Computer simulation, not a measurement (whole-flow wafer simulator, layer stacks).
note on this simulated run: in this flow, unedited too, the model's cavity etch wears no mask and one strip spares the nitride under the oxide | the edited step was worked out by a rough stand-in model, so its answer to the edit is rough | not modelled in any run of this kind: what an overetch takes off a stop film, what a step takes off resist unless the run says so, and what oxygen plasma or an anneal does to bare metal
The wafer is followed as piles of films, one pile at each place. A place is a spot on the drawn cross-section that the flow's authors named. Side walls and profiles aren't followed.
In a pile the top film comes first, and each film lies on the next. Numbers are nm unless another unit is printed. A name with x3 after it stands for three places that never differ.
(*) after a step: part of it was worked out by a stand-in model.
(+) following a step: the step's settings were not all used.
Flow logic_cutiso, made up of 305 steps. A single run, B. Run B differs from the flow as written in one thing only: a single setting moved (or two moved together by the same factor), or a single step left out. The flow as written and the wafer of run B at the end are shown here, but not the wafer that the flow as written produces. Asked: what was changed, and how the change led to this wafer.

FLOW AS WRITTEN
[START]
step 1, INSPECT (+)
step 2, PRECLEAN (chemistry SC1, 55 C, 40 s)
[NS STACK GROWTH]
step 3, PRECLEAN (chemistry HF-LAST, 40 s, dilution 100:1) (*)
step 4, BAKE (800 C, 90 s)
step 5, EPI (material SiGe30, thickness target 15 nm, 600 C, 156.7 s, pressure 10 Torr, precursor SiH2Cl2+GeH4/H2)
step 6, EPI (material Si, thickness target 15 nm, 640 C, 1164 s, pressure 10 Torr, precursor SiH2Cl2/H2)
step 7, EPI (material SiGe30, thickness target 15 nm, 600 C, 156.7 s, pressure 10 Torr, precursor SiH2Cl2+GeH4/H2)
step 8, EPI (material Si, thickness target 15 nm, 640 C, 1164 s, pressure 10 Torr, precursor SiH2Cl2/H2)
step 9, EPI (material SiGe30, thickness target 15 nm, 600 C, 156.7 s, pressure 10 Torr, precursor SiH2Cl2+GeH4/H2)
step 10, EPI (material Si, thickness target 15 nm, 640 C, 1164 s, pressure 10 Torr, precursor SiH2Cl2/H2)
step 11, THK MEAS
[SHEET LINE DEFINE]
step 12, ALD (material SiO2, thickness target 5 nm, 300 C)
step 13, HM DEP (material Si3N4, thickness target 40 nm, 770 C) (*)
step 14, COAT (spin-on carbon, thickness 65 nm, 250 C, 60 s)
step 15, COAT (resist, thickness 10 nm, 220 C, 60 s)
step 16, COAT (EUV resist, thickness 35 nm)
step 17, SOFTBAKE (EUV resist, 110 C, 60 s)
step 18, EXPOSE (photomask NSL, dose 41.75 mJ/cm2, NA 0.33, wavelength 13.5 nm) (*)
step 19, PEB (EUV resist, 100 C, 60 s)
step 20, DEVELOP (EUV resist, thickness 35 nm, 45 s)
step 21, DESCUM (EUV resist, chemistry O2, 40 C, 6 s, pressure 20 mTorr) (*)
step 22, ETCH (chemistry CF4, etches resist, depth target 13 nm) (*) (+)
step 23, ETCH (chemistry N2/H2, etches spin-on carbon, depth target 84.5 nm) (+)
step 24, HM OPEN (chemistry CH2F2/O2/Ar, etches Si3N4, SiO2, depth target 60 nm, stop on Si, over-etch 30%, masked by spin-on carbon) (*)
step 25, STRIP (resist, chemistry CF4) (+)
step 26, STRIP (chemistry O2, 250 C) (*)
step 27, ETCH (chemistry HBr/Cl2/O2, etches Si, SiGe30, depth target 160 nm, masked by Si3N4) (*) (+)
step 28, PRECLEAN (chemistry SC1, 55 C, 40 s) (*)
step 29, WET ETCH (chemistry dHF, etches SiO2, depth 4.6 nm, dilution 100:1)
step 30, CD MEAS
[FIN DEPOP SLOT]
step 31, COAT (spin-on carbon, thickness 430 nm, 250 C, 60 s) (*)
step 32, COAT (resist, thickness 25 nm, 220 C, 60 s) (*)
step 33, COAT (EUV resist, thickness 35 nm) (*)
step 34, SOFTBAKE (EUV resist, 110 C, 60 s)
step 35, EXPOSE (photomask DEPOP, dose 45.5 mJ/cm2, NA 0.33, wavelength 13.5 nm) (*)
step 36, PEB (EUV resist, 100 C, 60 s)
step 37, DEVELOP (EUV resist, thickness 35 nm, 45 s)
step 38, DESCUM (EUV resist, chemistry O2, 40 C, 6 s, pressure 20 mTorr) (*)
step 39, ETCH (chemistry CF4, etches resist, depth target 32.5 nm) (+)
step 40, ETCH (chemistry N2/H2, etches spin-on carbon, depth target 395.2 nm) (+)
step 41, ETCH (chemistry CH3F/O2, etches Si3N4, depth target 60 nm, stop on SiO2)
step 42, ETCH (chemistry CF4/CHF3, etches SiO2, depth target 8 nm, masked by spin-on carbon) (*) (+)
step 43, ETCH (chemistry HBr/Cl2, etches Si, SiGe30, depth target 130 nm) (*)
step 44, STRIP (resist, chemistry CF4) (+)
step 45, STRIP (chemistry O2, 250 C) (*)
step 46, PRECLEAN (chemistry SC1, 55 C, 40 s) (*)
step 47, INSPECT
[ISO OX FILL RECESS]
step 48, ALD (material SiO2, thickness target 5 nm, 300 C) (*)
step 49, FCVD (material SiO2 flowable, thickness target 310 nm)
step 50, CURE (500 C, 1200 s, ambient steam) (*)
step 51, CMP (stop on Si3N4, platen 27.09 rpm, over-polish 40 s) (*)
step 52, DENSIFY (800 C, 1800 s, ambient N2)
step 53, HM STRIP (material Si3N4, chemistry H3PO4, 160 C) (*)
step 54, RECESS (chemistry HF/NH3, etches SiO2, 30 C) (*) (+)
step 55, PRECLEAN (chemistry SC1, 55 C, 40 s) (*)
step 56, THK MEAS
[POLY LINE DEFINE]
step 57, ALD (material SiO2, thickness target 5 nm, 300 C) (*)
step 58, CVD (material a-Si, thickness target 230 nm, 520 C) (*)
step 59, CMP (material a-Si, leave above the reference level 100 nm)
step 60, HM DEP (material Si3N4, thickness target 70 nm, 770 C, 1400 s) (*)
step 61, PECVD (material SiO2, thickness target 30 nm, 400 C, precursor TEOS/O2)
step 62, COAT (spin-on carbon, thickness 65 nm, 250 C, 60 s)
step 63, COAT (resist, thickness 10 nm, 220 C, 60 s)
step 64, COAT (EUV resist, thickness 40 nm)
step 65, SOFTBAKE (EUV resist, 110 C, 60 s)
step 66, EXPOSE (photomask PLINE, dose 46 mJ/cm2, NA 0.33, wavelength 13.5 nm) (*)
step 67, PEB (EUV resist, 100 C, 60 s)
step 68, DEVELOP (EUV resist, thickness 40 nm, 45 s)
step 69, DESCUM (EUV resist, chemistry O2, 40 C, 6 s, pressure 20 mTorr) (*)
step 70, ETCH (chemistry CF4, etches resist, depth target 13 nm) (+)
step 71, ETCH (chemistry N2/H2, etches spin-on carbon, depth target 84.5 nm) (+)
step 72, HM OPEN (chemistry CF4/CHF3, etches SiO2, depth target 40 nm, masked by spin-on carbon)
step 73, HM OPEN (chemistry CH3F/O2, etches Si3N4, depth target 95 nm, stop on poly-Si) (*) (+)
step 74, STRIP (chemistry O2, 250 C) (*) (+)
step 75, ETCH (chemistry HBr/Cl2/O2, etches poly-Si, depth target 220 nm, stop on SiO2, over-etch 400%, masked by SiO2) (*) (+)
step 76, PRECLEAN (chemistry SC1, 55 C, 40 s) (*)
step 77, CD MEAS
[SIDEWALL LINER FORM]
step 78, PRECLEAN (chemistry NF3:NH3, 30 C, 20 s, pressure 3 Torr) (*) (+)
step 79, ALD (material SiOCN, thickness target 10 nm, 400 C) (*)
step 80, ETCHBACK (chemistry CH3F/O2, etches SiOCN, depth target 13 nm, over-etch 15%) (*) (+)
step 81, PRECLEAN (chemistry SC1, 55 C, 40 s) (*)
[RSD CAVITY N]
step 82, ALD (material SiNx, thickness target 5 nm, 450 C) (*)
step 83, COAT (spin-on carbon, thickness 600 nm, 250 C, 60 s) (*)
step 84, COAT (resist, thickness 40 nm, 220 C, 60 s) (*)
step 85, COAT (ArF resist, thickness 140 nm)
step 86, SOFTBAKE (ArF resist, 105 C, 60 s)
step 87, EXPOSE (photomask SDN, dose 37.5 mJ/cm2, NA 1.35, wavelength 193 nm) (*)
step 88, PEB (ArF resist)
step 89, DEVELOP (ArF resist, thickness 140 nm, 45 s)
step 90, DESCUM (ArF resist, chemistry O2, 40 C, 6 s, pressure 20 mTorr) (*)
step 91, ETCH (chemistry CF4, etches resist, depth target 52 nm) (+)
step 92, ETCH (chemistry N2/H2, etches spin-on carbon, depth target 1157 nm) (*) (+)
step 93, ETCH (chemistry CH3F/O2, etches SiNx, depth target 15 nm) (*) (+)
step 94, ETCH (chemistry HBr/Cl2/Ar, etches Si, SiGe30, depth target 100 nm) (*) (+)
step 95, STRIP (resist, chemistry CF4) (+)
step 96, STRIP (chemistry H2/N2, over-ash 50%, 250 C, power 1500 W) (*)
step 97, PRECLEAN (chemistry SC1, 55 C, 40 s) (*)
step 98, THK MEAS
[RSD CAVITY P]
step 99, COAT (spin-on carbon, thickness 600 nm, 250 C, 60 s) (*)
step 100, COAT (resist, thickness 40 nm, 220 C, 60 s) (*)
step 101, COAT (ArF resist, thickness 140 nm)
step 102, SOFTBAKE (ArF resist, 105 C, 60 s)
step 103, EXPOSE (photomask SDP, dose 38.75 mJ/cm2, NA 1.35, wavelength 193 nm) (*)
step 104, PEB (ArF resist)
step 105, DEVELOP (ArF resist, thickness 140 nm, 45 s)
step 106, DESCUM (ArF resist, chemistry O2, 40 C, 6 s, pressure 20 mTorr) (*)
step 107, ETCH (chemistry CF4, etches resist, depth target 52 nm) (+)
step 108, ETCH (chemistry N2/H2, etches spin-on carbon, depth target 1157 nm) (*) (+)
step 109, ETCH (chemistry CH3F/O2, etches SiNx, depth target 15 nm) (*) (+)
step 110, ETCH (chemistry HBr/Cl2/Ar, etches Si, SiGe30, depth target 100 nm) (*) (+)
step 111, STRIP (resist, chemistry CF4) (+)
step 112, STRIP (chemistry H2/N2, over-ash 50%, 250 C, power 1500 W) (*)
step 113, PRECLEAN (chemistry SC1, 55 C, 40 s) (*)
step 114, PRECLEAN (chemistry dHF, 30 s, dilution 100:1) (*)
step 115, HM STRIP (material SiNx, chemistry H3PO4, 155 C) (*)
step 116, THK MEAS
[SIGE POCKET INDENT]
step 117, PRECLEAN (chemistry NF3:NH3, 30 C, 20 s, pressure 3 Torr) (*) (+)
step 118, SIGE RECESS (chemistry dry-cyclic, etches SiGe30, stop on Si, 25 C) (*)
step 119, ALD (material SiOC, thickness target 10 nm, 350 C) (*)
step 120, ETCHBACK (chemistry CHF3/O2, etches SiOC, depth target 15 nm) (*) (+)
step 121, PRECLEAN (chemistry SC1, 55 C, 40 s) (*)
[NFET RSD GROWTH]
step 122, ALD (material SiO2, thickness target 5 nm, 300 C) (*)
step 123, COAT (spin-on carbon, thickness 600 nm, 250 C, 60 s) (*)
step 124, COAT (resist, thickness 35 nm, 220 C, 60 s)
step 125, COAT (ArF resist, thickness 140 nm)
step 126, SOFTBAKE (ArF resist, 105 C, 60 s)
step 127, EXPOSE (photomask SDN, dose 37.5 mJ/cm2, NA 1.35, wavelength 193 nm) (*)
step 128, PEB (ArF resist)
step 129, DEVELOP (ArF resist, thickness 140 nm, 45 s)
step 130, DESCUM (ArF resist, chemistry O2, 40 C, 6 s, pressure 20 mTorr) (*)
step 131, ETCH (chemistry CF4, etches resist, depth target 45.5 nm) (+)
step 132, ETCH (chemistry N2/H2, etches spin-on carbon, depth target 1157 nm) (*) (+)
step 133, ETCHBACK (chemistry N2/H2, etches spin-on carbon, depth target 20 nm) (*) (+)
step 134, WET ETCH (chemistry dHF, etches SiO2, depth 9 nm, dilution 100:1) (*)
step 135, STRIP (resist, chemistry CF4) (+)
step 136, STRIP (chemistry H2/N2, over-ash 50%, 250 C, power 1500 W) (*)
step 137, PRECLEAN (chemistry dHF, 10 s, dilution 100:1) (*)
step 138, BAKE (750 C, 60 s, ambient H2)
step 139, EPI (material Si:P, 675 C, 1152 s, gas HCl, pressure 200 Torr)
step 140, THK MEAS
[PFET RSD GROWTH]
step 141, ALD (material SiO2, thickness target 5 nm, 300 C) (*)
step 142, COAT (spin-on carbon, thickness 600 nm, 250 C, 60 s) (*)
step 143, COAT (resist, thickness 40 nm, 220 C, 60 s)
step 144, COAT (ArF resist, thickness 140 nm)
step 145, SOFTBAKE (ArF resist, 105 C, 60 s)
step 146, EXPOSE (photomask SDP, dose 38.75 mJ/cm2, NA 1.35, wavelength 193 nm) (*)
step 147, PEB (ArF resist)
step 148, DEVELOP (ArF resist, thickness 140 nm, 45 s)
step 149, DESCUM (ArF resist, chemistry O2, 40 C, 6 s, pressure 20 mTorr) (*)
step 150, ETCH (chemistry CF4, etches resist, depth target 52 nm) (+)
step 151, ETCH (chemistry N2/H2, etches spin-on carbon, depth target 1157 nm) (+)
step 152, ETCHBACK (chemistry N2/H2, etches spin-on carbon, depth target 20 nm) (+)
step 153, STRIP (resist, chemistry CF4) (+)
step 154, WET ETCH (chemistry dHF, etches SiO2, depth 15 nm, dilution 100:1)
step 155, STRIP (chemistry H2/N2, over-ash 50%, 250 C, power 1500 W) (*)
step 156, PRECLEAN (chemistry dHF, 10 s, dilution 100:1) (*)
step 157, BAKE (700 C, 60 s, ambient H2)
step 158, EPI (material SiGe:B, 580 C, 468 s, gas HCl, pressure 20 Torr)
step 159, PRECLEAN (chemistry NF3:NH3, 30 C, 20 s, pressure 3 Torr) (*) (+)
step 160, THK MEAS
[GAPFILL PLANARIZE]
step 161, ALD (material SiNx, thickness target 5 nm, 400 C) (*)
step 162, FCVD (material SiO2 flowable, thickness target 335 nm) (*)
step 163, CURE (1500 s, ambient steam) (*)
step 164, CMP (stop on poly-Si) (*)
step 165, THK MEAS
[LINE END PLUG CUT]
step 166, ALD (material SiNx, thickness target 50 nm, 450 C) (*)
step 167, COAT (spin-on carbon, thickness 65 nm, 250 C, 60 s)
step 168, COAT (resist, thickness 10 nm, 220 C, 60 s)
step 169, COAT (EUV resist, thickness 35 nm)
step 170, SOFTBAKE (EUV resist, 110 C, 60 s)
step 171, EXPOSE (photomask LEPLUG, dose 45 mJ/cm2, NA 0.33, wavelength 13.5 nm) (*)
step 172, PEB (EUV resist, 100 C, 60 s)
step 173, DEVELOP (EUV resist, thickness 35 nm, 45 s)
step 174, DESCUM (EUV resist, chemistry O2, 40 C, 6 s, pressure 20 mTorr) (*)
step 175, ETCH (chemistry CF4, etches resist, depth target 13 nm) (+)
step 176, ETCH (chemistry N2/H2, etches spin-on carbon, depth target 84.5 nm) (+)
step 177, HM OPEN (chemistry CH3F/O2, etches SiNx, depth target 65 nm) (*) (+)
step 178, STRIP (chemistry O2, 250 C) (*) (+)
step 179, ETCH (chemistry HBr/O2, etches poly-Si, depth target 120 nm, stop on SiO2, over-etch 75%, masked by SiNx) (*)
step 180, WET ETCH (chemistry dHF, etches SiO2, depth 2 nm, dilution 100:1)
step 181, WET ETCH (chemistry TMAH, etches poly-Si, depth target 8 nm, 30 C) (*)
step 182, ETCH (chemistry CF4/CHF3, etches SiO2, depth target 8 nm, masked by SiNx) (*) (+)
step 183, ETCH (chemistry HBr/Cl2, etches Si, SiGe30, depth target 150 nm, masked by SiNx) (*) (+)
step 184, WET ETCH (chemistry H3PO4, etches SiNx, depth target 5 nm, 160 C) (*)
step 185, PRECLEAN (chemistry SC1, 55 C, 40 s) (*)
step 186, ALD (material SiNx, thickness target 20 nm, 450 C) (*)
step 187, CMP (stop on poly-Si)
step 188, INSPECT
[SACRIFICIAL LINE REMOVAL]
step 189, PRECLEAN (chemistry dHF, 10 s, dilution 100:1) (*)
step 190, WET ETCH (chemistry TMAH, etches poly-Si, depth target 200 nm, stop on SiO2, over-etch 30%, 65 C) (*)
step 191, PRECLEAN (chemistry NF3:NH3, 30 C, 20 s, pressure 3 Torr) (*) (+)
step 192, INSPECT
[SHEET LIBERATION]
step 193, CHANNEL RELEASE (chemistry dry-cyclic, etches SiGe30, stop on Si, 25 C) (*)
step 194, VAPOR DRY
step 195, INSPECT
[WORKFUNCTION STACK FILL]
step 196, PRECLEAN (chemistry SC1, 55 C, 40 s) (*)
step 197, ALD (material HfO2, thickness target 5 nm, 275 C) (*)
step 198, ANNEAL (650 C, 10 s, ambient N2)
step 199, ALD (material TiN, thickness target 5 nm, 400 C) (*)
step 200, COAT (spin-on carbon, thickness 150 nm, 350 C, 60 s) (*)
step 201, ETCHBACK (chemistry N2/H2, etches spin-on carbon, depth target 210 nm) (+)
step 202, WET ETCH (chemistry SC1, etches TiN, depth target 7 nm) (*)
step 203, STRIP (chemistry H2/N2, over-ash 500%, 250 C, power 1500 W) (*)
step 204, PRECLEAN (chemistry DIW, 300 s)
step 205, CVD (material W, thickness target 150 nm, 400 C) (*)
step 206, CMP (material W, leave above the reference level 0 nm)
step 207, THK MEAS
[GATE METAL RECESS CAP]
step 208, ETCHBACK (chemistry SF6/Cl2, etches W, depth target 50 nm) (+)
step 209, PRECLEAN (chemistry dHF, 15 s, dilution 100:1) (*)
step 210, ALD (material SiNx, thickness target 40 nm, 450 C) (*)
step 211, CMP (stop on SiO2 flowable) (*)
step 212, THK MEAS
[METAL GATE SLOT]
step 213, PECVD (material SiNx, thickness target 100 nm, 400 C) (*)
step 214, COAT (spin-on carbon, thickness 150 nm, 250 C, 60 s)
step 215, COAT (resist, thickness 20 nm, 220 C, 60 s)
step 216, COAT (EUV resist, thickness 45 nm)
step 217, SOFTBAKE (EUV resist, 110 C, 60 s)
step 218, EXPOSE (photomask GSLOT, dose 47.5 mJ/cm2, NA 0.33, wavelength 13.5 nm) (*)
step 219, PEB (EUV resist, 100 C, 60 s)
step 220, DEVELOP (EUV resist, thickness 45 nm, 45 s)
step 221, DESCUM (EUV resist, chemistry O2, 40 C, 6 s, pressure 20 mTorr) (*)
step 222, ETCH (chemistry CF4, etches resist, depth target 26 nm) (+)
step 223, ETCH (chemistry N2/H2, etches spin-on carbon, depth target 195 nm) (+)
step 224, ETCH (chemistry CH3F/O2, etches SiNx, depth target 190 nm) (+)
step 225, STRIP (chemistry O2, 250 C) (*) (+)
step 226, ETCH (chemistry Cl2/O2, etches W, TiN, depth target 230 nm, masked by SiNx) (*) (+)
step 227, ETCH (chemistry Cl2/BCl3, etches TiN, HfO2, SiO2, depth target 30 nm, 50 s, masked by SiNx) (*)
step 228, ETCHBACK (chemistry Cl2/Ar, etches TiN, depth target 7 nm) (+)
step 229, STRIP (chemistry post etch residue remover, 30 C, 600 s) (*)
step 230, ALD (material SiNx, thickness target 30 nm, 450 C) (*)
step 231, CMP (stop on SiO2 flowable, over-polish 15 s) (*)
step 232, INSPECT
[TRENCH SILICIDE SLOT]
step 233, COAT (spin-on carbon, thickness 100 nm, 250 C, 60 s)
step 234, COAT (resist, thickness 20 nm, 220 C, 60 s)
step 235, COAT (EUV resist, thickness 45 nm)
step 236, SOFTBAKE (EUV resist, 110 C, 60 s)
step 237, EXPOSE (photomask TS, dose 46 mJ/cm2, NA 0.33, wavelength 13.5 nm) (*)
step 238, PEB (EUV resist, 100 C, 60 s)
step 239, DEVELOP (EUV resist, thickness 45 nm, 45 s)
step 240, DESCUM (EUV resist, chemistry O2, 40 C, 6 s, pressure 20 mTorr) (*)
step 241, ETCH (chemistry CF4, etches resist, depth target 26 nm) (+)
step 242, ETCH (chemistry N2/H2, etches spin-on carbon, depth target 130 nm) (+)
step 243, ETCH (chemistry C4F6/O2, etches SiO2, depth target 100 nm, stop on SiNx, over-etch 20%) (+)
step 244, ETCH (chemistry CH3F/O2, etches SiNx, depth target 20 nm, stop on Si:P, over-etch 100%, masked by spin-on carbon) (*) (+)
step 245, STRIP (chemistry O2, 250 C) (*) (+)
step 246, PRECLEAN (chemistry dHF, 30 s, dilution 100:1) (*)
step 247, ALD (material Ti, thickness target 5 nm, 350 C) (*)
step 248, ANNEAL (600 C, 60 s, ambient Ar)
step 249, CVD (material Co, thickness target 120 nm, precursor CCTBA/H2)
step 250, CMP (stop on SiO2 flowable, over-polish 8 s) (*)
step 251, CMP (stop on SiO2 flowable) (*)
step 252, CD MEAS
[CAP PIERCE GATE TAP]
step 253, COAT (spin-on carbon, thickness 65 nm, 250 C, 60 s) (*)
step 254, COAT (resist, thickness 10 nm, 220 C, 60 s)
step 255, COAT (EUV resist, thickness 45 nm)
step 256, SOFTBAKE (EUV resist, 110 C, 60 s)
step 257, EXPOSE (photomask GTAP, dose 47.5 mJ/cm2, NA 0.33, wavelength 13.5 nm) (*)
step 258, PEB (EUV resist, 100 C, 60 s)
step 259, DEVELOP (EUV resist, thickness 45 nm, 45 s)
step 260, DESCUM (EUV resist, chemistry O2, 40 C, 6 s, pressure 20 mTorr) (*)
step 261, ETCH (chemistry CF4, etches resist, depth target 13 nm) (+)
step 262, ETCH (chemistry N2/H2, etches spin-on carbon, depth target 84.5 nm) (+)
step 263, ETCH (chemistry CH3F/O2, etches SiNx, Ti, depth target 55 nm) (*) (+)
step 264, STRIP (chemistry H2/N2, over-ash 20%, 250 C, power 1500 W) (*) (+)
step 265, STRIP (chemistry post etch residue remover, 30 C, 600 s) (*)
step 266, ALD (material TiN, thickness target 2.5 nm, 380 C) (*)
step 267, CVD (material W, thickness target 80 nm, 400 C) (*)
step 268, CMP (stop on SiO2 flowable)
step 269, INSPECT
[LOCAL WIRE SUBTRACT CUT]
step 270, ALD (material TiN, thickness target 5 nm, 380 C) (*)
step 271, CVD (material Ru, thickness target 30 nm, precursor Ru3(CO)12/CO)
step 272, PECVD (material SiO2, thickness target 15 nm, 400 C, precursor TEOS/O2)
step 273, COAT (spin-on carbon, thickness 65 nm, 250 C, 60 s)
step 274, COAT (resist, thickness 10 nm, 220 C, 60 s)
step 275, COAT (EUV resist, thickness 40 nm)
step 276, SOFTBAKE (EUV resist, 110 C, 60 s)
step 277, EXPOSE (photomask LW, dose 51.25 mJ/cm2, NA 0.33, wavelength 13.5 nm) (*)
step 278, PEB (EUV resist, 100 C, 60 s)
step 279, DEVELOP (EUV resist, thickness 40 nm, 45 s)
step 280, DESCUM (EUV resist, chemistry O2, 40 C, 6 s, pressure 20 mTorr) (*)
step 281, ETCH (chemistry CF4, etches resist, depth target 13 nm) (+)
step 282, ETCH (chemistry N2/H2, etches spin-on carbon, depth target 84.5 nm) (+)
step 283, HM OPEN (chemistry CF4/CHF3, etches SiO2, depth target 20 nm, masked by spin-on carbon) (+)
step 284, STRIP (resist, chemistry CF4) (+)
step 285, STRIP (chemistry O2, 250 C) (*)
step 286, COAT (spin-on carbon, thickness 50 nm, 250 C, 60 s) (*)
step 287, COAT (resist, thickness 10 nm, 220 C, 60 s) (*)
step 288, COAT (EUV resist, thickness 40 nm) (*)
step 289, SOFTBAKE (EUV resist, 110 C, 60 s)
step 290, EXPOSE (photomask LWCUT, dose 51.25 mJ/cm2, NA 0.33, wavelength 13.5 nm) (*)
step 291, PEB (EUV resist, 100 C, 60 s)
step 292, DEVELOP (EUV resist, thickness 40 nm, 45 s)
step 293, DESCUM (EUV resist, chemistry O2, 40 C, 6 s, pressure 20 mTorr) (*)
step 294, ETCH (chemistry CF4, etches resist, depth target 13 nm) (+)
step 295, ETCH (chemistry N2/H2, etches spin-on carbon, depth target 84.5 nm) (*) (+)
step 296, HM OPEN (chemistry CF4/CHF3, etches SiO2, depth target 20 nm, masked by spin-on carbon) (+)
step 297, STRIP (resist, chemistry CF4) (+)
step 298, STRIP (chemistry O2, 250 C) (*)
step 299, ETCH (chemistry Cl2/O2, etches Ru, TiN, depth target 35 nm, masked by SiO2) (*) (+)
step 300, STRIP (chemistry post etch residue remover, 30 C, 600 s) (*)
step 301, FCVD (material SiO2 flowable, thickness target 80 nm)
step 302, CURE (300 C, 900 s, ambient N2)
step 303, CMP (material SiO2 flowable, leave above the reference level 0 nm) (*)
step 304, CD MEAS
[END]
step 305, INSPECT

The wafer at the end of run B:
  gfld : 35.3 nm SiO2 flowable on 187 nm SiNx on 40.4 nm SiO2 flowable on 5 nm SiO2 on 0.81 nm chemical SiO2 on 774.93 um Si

Cause: step 227, ETCH: depth target 28.5 nm was run, though the flow has depth target 30 nm; step 227, ETCH: 47.5 s was run, where the flow has 50 s.

Step by step, how the change led to this:
  step 227, ETCH (chemistry Cl2/BCl3, etches TiN, HfO2, SiO2, depth target 30 nm, 50 s, masked by SiNx) (*)
      depop, dpovl, gl and 18 more: SiNx loses 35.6 (in the flow as written it would be: SiNx loses 37.4)
      gfld: HfO2 loses 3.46 (all of it), SiO2 flowable loses 25 (in the flow as written it would be: HfO2 loses 3.46 (all of it), SiO2 flowable loses 26.5)
  step 231, CMP (stop on SiO2 flowable, over-polish 15 s) (*)
      depop, dpovl, gfld and 10 more: SiNx loses 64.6 (in the flow as written it would be: SiNx loses 62.7)
      lnr, lnri, lnrp, lnrt: SiNx loses 62.8 (all of it), SiOCN loses 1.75 (in the flow as written it would be: SiNx loses 61 (all of it), SiOCN loses 1.75)
      (and at 5 other places as well)
